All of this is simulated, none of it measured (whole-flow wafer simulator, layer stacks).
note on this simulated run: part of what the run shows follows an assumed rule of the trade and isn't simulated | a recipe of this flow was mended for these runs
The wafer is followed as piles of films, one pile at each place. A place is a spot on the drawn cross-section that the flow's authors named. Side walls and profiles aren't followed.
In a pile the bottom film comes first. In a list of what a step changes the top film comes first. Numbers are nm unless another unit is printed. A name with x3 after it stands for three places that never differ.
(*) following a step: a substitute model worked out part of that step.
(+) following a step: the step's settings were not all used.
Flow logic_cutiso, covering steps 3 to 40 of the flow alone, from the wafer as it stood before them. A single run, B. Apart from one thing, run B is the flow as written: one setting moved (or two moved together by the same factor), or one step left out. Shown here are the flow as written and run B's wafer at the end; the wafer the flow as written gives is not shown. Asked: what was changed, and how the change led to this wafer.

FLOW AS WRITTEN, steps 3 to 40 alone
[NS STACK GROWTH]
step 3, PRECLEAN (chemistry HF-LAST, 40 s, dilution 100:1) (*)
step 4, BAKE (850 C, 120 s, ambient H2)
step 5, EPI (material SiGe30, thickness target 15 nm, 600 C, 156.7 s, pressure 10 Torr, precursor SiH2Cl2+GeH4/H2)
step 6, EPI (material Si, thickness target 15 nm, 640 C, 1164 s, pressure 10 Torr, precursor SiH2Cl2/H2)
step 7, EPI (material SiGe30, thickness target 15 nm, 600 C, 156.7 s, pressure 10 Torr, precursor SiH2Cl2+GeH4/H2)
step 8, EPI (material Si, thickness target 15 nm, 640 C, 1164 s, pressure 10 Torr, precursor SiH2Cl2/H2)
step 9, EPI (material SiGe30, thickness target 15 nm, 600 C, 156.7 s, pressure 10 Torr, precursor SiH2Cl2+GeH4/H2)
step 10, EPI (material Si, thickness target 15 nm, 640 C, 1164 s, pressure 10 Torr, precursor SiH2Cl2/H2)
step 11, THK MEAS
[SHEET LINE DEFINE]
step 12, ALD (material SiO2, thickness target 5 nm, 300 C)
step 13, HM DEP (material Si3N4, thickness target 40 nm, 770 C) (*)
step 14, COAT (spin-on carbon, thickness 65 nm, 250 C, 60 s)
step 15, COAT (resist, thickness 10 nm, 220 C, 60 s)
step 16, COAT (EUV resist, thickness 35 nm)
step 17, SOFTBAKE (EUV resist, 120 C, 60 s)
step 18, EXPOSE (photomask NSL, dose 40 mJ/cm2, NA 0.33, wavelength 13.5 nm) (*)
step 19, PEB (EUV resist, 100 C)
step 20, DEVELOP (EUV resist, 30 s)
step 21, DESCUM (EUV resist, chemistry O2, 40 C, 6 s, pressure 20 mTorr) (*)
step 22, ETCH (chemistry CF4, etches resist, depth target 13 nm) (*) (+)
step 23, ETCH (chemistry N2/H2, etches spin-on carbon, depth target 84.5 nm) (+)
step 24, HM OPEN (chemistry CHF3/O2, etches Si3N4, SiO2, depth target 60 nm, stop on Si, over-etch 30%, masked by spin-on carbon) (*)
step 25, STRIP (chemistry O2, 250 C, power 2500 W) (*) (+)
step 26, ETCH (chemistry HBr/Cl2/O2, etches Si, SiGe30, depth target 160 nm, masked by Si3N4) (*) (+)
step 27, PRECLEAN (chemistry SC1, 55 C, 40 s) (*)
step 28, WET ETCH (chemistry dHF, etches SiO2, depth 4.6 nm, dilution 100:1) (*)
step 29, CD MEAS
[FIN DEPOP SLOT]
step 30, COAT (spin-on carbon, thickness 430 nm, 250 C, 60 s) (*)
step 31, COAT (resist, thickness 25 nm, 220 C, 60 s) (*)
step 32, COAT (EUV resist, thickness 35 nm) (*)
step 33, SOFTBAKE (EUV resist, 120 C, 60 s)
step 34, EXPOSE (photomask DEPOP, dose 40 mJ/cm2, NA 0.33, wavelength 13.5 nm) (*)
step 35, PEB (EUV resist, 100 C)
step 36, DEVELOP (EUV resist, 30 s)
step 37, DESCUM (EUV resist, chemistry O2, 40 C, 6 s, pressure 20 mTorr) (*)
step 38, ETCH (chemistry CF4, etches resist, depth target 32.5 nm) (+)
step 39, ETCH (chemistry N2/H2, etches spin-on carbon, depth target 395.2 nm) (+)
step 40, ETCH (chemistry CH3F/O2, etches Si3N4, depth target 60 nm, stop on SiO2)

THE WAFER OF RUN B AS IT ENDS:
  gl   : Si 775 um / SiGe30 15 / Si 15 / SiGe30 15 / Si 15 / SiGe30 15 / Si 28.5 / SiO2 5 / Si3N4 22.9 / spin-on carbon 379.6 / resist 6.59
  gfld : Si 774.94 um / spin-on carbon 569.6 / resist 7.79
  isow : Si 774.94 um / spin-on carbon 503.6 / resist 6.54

The reason: step 10, EPI: thickness target 28.5 nm was run, while the flow as written has thickness target 15 nm; step 10, EPI: 2212 s was run, where the flow has 1164 s.
The wafer lets one read it off: gl has Si 28.5, and step 10 as written asks for 15 nm.

The path from the change to this, step by step:
  step 10, EPI (material Si, thickness target 15 nm, 640 C, 1164 s, pressure 10 Torr, precursor SiH2Cl2/H2)
      depop, dpovl, gfld and 19 more: Si gains 28.5 (new film) (it would be, as written: Si gains 15 (new film))
  step 26, ETCH (chemistry HBr/Cl2/O2, etches Si, SiGe30, depth target 160 nm, masked by Si3N4) (*) (+)
      dpovl, gfld, gxf, iso, isow, lnri, nsgap: chemical SiO2 loses 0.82 (all of it), Si loses 25.5 (all of it), SiGe30 loses 15 (all of it), Si loses 15 (all of it), SiGe30 loses 15 (all of it), Si loses 15 (all of it), SiGe30 loses 15 (all of it), Si loses 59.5 (it would be, as written: chemical SiO2 loses 0.82 (all of it), Si loses 12 (all of it), SiGe30 loses 15 (all of it), Si loses 15 (all of it), SiGe30 loses 15 (all of it), Si loses 15 (all of it), SiGe30 loses 15 (all of it), Si loses 73)
